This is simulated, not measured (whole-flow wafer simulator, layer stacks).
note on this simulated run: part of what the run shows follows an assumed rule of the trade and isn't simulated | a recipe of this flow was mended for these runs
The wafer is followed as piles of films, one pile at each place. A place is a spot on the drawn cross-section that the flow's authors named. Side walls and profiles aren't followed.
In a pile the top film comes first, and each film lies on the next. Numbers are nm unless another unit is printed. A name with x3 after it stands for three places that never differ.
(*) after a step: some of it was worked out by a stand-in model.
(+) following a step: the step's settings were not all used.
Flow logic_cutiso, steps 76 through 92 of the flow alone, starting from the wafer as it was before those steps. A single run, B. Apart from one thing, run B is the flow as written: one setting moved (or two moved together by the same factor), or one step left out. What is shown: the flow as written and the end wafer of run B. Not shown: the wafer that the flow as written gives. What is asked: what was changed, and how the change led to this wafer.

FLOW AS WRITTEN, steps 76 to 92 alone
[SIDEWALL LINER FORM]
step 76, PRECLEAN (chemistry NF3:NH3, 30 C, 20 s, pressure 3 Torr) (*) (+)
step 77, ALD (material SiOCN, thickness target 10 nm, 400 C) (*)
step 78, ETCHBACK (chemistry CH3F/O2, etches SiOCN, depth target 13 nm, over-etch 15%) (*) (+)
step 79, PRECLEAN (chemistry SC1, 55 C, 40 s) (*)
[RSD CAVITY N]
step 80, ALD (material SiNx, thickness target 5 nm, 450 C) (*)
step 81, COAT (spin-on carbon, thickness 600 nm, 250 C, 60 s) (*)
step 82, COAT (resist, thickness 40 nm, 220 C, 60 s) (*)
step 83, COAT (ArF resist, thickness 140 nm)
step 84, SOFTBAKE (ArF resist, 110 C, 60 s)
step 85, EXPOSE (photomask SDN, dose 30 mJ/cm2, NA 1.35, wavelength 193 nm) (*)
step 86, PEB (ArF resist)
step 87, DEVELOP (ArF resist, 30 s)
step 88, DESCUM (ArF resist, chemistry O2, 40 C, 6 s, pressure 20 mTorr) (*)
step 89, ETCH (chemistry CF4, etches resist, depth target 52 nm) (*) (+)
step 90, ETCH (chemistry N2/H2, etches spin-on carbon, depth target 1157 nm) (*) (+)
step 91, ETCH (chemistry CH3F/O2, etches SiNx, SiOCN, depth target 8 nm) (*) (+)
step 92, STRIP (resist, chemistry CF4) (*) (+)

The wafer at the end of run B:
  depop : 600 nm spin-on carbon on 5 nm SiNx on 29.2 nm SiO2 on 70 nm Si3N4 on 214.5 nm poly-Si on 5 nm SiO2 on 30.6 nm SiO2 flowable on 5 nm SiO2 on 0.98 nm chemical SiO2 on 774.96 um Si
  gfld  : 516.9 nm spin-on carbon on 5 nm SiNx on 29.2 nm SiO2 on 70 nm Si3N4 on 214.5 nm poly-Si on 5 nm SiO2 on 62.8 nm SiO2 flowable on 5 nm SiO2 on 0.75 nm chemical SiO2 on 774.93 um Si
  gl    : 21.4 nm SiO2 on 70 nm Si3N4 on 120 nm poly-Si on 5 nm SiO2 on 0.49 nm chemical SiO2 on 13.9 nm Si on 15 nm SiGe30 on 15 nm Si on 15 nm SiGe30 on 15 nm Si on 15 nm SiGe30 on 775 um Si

What caused this: step 78, ETCHBACK: depth target 10.1 nm was run, while the flow as written has depth target 13 nm.

Step by step, how the change led to this:
  step 78, ETCHBACK (chemistry CH3F/O2, etches SiOCN, depth target 13 nm, over-etch 15%) (*) (+)
      depop, dpovl x3, gfld and 8 more: SiOCN loses 10 (all of it) (it would be, as written: SiOCN loses 10 (all of it), SiO2 loses 0.75)
      rsdn, rsdp, rsdw, rsdx: SiOCN loses 10 (all of it), Si loses 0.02 (it would be, as written: SiOCN loses 10 (all of it), Si loses 0.7)
      (and at 1 other place as well)
